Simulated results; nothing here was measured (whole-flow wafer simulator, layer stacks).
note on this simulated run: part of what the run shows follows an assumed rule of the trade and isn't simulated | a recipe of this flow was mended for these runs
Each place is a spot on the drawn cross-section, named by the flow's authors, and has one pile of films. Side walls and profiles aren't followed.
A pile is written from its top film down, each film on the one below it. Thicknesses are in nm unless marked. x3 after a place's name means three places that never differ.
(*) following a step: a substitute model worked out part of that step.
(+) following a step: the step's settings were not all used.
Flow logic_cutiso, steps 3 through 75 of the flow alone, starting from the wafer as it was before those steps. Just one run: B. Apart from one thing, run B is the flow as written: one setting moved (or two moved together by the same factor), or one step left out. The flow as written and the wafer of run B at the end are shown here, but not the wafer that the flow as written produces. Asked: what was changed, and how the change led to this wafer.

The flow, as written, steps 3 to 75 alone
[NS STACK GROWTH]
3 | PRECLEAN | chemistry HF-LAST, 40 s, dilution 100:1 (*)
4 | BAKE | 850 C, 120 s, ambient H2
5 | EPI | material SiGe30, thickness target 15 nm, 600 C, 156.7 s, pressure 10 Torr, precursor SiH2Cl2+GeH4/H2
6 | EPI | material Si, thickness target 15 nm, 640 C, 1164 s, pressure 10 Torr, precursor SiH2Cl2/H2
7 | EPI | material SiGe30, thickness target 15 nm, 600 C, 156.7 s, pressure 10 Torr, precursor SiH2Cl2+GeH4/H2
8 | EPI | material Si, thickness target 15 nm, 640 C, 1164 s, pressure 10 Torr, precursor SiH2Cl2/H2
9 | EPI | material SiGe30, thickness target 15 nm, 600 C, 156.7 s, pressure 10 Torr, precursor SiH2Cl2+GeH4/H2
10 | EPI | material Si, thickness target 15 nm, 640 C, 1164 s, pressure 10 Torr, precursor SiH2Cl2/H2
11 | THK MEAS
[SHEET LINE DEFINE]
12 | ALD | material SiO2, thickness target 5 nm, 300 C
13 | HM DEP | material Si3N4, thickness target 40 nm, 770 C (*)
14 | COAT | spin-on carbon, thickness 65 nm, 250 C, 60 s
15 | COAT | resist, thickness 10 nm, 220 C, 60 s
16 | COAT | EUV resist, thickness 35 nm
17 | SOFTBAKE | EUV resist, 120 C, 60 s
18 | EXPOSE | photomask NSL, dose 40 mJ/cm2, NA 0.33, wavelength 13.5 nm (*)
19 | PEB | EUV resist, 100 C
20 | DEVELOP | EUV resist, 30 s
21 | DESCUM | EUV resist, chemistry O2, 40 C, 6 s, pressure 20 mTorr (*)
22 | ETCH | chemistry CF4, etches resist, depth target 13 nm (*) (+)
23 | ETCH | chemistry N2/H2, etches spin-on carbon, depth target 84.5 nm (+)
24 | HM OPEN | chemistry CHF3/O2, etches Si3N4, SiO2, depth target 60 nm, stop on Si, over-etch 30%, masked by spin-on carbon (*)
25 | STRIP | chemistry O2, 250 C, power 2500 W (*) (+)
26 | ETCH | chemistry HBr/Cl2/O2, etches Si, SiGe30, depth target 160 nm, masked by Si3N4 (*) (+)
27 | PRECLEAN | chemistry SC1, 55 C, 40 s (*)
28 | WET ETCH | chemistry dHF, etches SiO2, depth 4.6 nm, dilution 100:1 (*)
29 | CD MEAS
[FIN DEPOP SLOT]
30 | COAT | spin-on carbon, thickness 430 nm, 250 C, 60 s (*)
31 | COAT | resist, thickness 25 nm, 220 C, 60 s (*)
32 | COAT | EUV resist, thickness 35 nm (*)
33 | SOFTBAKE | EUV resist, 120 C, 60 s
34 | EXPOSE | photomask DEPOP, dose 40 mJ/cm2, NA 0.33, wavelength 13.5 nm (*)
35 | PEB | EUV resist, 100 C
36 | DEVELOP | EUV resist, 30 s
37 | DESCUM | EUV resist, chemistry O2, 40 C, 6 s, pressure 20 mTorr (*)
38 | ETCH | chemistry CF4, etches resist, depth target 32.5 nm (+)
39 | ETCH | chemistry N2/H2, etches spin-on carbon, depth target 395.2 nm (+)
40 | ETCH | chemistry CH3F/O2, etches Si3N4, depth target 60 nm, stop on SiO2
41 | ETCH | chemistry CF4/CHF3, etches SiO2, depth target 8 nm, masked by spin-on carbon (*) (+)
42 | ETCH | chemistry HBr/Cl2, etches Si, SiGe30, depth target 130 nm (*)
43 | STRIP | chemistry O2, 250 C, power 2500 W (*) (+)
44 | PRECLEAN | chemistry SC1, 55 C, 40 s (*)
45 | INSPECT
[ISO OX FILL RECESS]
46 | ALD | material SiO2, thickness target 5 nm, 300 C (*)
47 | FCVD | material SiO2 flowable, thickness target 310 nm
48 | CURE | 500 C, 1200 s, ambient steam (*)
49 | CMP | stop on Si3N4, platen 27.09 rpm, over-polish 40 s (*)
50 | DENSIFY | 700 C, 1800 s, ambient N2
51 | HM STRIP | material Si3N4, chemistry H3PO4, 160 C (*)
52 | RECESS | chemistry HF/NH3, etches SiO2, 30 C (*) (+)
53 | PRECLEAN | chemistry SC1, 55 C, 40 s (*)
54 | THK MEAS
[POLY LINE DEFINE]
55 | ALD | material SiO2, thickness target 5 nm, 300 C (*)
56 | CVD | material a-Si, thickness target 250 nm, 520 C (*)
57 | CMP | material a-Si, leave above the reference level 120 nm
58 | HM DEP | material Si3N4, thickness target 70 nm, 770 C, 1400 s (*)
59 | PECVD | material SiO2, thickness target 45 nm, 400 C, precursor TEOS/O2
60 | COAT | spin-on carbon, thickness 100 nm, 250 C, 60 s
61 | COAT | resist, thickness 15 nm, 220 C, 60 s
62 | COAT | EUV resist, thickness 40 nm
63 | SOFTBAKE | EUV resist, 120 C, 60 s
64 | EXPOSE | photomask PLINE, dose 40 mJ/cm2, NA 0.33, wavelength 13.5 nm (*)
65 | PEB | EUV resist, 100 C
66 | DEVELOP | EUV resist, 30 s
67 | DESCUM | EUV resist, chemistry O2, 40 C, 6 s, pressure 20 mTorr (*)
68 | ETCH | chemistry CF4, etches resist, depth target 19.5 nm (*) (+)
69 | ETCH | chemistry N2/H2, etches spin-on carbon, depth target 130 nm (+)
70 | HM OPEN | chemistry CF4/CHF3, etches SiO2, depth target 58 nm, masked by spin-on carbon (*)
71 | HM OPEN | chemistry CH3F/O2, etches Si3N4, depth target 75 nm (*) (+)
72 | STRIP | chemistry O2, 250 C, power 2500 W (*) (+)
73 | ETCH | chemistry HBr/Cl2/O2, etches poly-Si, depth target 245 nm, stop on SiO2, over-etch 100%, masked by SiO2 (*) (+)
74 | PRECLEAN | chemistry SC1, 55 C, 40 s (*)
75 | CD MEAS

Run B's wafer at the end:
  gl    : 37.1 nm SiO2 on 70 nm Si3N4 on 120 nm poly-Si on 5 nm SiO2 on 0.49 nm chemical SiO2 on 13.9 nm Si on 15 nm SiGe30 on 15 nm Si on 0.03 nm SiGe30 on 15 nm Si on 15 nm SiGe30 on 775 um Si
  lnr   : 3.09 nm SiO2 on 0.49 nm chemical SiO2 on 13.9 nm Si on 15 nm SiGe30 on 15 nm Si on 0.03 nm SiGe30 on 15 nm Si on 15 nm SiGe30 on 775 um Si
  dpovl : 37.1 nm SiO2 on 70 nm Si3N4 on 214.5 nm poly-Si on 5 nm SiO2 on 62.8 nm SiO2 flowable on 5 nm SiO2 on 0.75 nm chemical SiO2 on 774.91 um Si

The reason: step 7, EPI: 420 C was run, whereas the flow has 600 C.

Step by step, how the change led to this:
  7 | EPI | material SiGe30, thickness target 15 nm, 600 C, 156.7 s, pressure 10 Torr, precursor SiH2Cl2+GeH4/H2
      depop, dpovl, gfld and 19 more: +0.03 SiGe30 (new film) (as written it would have been: +15 SiGe30 (new film))
  26 | ETCH | chemistry HBr/Cl2/O2, etches Si, SiGe30, depth target 160 nm, masked by Si3N4 (*) (+)
      dpovl, gfld, gxf, iso, isow, lnri, nsgap: -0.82 chemical SiO2 (all of it), -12 Si (all of it), -15 SiGe30 (all of it), -15 Si (all of it), -0.03 SiGe30 (all of it), -15 Si (all of it), -15 SiGe30 (all of it), -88 Si (as written it would have been: -0.82 chemical SiO2 (all of it), -12 Si (all of it), -15 SiGe30 (all of it), -15 Si (all of it), -15 SiGe30 (all of it), -15 Si (all of it), -15 SiGe30 (all of it), -73 Si)
  42 | ETCH | chemistry HBr/Cl2, etches Si, SiGe30, depth target 130 nm (*)
      depop: -13.8 Si (all of it), -15 SiGe30 (all of it), -15 Si (all of it), -0.03 SiGe30 (all of it), -15 Si (all of it), -15 SiGe30 (all of it), -56.2 Si (as written it would have been: -13.8 Si (all of it), -15 SiGe30 (all of it), -15 Si (all of it), -15 SiGe30 (all of it), -15 Si (all of it), -15 SiGe30 (all of it), -41.2 Si)
